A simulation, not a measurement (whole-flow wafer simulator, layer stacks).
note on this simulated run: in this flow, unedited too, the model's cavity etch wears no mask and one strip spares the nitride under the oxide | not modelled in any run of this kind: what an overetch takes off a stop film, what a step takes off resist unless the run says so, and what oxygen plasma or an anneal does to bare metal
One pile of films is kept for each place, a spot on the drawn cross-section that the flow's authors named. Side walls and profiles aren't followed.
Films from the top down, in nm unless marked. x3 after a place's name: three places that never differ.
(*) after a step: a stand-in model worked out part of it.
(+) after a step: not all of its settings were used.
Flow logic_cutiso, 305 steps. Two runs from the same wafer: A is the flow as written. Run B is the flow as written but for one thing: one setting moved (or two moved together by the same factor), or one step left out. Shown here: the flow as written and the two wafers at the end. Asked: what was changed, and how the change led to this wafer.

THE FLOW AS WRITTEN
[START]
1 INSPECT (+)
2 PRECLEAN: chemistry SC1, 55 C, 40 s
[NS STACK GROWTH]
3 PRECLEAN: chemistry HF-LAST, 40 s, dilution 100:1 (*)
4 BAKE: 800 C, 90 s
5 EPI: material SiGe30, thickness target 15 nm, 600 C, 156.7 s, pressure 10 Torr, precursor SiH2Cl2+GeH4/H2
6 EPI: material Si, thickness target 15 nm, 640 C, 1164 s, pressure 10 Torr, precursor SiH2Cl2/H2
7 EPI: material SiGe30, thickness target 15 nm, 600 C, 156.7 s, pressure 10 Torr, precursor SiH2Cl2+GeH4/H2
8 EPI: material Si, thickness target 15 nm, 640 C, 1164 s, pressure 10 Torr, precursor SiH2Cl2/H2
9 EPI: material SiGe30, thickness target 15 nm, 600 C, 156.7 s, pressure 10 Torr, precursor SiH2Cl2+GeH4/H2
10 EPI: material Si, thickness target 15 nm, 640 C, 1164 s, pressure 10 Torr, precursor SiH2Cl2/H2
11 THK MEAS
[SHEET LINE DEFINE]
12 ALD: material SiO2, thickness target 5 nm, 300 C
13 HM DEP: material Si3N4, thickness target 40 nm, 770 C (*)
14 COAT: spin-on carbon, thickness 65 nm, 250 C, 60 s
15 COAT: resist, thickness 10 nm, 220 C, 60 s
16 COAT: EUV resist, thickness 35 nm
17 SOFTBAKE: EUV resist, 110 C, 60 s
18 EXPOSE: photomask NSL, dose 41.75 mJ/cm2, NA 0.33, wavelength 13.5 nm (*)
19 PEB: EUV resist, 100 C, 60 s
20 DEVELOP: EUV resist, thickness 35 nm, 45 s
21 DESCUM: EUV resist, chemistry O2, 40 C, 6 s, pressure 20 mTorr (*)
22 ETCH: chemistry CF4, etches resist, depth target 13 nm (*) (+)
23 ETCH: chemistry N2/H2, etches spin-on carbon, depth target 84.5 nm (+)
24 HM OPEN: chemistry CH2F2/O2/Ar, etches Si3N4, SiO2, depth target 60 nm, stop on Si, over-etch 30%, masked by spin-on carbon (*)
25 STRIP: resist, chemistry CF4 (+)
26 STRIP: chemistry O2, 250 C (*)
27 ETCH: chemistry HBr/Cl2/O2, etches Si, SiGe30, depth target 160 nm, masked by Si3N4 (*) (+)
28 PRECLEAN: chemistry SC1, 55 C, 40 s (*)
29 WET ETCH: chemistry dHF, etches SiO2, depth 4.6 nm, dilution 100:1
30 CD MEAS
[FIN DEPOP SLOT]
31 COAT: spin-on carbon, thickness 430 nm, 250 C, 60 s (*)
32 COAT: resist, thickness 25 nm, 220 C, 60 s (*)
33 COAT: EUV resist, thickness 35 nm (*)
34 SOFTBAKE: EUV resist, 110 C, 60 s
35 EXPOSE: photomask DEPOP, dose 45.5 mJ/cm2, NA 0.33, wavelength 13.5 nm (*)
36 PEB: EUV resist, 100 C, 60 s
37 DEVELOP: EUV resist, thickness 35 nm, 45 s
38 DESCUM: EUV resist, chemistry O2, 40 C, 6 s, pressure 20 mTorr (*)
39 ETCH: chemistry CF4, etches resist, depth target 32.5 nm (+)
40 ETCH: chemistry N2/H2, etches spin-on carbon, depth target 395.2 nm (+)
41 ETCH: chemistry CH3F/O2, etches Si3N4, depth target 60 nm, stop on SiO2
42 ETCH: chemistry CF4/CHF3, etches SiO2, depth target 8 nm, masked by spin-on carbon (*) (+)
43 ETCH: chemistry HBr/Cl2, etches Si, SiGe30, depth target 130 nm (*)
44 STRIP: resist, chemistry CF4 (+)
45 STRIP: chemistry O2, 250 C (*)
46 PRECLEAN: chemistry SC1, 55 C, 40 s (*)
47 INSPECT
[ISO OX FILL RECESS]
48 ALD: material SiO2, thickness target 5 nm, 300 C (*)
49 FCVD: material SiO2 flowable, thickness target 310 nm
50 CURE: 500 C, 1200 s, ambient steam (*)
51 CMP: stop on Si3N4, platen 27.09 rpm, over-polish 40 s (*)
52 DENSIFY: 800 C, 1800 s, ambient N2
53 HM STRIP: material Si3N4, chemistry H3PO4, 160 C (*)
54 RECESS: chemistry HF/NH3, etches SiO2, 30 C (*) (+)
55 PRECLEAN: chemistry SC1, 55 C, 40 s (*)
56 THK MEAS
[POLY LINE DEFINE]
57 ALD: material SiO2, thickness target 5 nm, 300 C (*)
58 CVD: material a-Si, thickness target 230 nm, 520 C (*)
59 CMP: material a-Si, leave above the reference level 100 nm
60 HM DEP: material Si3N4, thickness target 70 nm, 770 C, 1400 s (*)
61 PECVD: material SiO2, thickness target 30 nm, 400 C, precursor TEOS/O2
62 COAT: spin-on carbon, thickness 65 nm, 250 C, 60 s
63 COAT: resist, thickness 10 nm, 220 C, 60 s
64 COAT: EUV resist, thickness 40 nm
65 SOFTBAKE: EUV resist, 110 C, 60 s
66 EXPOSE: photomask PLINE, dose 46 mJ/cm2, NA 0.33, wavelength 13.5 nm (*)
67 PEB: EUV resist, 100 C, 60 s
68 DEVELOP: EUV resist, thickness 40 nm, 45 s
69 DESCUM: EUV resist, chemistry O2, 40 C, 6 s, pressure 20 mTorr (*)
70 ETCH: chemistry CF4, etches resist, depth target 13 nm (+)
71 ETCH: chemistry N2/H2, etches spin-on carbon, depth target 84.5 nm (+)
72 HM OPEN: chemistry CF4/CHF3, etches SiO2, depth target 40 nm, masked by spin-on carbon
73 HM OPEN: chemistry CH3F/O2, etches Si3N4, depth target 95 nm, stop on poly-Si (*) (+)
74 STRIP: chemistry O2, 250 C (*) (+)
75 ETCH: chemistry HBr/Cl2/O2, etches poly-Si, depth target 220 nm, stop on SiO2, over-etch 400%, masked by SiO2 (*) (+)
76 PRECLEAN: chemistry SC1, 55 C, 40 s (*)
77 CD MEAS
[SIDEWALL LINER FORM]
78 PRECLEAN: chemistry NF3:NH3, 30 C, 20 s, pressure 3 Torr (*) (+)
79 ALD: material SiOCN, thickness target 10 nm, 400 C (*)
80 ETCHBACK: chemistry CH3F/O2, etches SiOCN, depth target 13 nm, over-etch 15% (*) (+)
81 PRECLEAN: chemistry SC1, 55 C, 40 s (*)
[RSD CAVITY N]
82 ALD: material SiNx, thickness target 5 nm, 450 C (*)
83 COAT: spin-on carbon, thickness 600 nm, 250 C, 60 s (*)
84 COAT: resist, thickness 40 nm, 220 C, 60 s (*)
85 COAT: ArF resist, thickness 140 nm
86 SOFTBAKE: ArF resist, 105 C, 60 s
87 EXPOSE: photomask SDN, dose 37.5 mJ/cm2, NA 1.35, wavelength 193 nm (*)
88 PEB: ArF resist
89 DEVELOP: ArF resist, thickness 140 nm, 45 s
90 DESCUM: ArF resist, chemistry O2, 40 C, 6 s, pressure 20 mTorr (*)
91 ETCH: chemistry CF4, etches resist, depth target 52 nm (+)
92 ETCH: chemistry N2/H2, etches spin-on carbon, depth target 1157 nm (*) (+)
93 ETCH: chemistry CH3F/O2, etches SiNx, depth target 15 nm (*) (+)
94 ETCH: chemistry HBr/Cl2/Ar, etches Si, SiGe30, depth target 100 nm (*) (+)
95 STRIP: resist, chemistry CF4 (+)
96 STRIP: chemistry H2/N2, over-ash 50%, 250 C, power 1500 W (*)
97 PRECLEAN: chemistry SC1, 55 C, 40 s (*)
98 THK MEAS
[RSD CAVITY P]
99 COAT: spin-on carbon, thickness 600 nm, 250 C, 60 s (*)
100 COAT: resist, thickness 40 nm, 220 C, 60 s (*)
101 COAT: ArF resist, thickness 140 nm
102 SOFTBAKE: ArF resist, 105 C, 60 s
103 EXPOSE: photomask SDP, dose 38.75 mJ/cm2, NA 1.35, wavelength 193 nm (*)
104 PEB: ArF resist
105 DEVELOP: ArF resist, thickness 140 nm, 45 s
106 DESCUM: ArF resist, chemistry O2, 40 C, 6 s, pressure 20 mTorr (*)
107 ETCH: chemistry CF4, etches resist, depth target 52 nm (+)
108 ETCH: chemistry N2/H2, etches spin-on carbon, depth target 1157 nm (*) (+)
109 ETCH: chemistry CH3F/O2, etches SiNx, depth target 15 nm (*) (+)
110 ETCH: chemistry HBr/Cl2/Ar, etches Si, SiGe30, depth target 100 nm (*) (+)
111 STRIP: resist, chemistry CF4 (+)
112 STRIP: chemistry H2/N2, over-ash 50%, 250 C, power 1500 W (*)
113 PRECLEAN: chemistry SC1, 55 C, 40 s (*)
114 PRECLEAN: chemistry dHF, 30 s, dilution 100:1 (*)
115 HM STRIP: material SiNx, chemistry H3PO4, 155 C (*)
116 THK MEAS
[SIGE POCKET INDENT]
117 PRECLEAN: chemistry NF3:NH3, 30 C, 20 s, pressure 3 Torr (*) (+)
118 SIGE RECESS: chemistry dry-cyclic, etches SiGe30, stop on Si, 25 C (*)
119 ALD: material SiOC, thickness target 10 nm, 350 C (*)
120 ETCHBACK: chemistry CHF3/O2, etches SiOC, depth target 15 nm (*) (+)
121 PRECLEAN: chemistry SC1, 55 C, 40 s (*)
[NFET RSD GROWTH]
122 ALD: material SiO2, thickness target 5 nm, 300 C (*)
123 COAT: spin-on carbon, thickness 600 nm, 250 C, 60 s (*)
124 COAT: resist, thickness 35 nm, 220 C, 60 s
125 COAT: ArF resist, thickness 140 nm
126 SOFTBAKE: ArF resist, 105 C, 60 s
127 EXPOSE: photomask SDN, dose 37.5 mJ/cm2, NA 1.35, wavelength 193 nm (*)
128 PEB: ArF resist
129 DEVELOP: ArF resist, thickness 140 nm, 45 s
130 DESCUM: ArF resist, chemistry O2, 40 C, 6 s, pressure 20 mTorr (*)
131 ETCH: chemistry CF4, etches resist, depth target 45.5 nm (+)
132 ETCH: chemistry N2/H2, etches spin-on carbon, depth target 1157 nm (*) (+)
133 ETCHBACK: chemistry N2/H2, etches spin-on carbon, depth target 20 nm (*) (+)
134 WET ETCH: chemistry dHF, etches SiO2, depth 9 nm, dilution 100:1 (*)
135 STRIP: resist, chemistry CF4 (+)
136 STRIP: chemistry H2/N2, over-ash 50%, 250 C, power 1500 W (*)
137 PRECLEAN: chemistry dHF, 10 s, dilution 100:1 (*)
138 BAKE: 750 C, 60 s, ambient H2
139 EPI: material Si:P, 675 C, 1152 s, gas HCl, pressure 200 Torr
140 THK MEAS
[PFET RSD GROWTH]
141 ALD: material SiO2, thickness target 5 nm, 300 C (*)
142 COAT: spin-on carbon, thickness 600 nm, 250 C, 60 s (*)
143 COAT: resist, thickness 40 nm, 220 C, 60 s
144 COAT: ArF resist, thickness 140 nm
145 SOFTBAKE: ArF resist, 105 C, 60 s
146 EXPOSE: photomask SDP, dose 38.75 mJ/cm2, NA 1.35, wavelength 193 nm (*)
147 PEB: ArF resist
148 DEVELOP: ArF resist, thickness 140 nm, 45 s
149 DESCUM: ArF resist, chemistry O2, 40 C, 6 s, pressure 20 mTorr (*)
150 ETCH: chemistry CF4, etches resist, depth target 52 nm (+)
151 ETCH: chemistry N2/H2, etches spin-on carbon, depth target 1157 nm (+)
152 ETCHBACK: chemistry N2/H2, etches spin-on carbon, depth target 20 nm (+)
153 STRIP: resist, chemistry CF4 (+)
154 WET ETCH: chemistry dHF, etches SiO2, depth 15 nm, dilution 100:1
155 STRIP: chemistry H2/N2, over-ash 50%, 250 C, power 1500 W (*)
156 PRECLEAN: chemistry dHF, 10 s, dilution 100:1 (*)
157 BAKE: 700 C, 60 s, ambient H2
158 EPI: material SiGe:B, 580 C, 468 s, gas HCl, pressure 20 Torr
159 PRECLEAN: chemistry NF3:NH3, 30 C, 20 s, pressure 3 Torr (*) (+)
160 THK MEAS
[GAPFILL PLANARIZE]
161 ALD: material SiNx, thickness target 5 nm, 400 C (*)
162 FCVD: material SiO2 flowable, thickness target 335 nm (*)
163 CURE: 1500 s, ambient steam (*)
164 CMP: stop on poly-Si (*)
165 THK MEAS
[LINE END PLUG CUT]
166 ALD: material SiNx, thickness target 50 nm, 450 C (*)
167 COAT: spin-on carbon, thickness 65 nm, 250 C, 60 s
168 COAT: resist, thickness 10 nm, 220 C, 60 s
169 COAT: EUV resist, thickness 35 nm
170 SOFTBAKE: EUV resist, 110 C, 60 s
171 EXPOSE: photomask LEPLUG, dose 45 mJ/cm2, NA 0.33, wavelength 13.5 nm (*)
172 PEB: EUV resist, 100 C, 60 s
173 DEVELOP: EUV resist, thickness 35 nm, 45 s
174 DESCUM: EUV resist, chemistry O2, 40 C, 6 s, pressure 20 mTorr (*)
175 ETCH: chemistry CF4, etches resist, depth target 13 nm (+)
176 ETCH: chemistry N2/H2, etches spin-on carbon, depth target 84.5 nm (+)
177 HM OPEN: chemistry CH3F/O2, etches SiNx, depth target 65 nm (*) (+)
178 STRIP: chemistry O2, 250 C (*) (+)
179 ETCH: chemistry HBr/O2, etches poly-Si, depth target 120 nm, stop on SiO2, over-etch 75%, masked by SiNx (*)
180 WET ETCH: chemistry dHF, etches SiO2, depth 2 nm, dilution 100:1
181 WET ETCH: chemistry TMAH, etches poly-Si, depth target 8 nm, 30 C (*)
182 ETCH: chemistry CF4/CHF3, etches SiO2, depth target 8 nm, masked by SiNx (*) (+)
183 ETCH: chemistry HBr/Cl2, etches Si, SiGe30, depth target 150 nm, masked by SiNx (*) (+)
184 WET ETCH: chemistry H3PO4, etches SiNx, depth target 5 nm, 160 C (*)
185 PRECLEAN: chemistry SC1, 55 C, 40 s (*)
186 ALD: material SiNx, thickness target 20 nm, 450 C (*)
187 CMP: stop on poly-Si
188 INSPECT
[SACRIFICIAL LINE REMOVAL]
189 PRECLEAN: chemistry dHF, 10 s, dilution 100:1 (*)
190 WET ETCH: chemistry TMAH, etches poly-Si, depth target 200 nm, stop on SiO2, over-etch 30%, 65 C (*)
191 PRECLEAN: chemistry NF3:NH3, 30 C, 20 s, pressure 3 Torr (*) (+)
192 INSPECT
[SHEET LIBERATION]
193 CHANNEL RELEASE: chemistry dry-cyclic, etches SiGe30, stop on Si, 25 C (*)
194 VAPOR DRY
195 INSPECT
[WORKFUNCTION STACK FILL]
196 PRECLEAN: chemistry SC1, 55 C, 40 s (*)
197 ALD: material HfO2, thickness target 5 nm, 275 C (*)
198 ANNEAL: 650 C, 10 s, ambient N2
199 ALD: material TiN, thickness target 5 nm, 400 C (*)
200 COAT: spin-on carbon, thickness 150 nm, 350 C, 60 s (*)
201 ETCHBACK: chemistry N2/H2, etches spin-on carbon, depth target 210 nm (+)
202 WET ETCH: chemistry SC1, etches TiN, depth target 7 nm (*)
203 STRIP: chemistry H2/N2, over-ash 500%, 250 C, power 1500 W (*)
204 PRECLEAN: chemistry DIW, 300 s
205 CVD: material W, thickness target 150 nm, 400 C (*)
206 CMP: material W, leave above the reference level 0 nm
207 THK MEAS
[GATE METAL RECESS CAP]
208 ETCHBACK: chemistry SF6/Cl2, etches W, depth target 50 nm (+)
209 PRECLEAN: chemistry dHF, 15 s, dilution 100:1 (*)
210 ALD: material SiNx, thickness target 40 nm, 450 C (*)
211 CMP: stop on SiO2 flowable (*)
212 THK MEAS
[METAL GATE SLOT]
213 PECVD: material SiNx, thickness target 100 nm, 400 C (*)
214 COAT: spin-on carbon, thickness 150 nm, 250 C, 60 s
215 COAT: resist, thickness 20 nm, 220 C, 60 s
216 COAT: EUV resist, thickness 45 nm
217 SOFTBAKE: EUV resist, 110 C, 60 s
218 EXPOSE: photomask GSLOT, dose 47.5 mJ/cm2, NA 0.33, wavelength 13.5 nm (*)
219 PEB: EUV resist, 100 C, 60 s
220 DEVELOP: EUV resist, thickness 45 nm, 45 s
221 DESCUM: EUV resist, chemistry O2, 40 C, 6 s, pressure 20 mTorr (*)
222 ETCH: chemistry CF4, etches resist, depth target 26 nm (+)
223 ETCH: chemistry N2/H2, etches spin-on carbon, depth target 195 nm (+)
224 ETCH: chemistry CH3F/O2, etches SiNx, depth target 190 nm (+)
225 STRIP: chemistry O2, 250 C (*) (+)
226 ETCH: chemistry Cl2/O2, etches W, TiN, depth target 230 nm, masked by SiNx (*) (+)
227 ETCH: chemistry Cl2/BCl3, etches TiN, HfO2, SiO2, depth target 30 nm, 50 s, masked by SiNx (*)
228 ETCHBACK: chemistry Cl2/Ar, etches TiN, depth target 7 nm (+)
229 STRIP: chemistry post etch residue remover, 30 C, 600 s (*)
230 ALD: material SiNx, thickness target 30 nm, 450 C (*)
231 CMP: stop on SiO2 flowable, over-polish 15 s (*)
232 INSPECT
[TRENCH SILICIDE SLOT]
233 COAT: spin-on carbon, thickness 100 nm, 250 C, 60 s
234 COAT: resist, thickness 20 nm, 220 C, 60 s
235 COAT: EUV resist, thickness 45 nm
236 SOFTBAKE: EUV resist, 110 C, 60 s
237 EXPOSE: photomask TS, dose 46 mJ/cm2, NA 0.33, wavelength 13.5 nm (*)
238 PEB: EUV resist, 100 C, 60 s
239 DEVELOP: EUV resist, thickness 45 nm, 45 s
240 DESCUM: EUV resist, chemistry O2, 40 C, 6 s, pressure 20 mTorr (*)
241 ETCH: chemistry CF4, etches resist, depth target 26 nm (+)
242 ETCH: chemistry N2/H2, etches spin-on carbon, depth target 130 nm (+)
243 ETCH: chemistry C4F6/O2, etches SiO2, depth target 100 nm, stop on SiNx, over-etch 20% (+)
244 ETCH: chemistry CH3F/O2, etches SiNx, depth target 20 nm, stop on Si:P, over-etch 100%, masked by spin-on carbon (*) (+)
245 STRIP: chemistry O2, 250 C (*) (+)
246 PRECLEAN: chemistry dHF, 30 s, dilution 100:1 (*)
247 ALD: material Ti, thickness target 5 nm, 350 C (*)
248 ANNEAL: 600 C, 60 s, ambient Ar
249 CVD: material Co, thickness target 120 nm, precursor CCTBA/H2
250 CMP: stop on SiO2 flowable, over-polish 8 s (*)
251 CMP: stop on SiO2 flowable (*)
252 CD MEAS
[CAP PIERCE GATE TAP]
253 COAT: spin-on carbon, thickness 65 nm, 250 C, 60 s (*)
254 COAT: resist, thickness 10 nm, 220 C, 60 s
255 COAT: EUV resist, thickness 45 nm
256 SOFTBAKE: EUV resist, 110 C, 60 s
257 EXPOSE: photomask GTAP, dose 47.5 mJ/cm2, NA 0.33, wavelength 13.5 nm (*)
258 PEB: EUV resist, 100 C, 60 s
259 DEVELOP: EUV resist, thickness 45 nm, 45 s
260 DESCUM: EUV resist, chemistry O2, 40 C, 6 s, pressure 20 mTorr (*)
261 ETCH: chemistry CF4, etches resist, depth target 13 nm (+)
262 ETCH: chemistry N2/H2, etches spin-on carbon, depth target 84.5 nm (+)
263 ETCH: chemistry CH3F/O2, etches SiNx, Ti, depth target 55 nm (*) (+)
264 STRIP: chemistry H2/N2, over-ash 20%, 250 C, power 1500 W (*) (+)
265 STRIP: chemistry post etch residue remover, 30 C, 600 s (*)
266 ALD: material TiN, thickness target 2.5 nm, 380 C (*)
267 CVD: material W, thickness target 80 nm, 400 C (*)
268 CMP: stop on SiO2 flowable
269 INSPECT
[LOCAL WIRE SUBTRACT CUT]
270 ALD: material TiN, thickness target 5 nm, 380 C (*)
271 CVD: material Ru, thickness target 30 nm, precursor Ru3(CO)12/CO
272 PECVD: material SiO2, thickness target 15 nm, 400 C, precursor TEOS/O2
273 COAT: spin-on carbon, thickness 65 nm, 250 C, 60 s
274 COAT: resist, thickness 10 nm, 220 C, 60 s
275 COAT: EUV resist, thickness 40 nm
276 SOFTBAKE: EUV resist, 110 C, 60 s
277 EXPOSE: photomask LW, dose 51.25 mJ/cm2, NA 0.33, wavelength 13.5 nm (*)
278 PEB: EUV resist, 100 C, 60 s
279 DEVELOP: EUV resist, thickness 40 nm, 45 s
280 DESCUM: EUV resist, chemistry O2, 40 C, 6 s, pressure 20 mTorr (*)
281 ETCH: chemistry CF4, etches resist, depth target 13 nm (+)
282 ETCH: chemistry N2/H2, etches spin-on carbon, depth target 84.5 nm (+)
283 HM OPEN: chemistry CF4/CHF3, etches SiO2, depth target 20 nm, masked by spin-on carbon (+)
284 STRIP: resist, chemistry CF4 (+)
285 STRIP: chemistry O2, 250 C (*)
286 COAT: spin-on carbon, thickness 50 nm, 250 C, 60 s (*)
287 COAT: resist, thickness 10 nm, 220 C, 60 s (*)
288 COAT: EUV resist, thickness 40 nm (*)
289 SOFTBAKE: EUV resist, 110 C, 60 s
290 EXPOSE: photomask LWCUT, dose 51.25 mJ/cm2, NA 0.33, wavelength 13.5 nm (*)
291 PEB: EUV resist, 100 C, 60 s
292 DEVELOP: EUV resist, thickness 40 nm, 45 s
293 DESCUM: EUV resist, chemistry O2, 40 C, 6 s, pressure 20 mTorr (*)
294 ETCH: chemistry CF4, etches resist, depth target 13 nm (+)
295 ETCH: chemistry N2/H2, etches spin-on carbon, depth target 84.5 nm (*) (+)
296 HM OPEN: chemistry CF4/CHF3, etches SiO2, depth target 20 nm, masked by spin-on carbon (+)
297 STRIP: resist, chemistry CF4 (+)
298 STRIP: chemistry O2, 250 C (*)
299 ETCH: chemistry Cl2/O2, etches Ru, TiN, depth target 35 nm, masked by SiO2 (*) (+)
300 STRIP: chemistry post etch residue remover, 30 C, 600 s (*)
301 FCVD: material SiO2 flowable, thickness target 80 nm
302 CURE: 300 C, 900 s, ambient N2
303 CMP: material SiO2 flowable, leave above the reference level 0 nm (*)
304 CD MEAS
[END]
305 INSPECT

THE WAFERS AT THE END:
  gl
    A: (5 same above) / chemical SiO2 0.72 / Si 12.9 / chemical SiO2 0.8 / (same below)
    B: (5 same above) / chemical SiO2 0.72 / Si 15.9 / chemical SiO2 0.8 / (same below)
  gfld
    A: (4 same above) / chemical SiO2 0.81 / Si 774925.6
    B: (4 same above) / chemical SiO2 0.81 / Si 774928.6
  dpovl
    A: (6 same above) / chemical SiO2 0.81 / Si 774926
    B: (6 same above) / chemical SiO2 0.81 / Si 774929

The cause: step 10, EPI: 1397 s was run, where the flow has 1164 s.

How the change led to this, step by step:
  10 EPI: material Si, thickness target 15 nm, 640 C, 1164 s, pressure 10 Torr, precursor SiH2Cl2/H2
      depop, dpovl, gfld and 19 more: A Si +15 (new film) | B Si +18 (new film)
  27 ETCH: chemistry HBr/Cl2/O2, etches Si, SiGe30, depth target 160 nm, masked by Si3N4 (*) (+)
      gfld, gxf, iso, lnri: A chemical SiO2 -0.79 (all of it), Si -11.4 (all of it), SiGe30 -15 (all of it), Si -15 (all of it), SiGe30 -15 (all of it), Si -15 (all of it), SiGe30 -15 (all of it), Si -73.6 | B chemical SiO2 -0.79 (all of it), Si -14.4 (all of it), SiGe30 -15 (all of it), Si -15 (all of it), SiGe30 -15 (all of it), Si -15 (all of it), SiGe30 -15 (all of it), Si -70.6
      dpovl, nsgap: A chemical SiO2 -0.79 (all of it), Si -11.8 (all of it), SiGe30 -15 (all of it), Si -15 (all of it), SiGe30 -15 (all of it), Si -15 (all of it), SiGe30 -15 (all of it), Si -73.2 | B chemical SiO2 -0.79 (all of it), Si -14.8 (all of it), SiGe30 -15 (all of it), Si -15 (all of it), SiGe30 -15 (all of it), Si -15 (all of it), SiGe30 -15 (all of it), Si -70.2
      (and at 1 more place)
  43 ETCH: chemistry HBr/Cl2, etches Si, SiGe30, depth target 130 nm (*)
      depop: A Si -14 (all of it), SiGe30 -15 (all of it), Si -15 (all of it), SiGe30 -15 (all of it), Si -15 (all of it), SiGe30 -15 (all of it), Si -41 | B Si -17 (all of it), SiGe30 -15 (all of it), Si -15 (all of it), SiGe30 -15 (all of it), Si -15 (all of it), SiGe30 -15 (all of it), Si -38
  94 ETCH: chemistry HBr/Cl2/Ar, etches Si, SiGe30, depth target 100 nm (*) (+)
      rsdn, rsdx: A chemical SiO2 -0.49 (all of it), Si -12.8 (all of it), SiGe30 -15 (all of it), Si -15 (all of it), SiGe30 -15 (all of it), Si -15 (all of it), SiGe30 -15 (all of it), Si -12.2 | B chemical SiO2 -0.49 (all of it), Si -15.8 (all of it), SiGe30 -15 (all of it), Si -15 (all of it), SiGe30 -15 (all of it), Si -15 (all of it), SiGe30 -15 (all of it), Si -9.16
  110 ETCH: chemistry HBr/Cl2/Ar, etches Si, SiGe30, depth target 100 nm (*) (+)
      rsdp, rsdw: A chemical SiO2 -0.49 (all of it), Si -12.8 (all of it), SiGe30 -15 (all of it), Si -15 (all of it), SiGe30 -15 (all of it), Si -15 (all of it), SiGe30 -15 (all of it), Si -12.2 | B chemical SiO2 -0.49 (all of it), Si -15.8 (all of it), SiGe30 -15 (all of it), Si -15 (all of it), SiGe30 -15 (all of it), Si -15 (all of it), SiGe30 -15 (all of it), Si -9.16
  183 ETCH: chemistry HBr/Cl2, etches Si, SiGe30, depth target 150 nm, masked by SiNx (*) (+)
      plug: A Si -13.6 (all of it), SiGe30 -15 (all of it), Si -15 (all of it), SiGe30 -15 (all of it), Si -15 (all of it), SiGe30 -15 (all of it), Si -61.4 | B Si -16.6 (all of it), SiGe30 -15 (all of it), Si -15 (all of it), SiGe30 -15 (all of it), Si -15 (all of it), SiGe30 -15 (all of it), Si -58.4
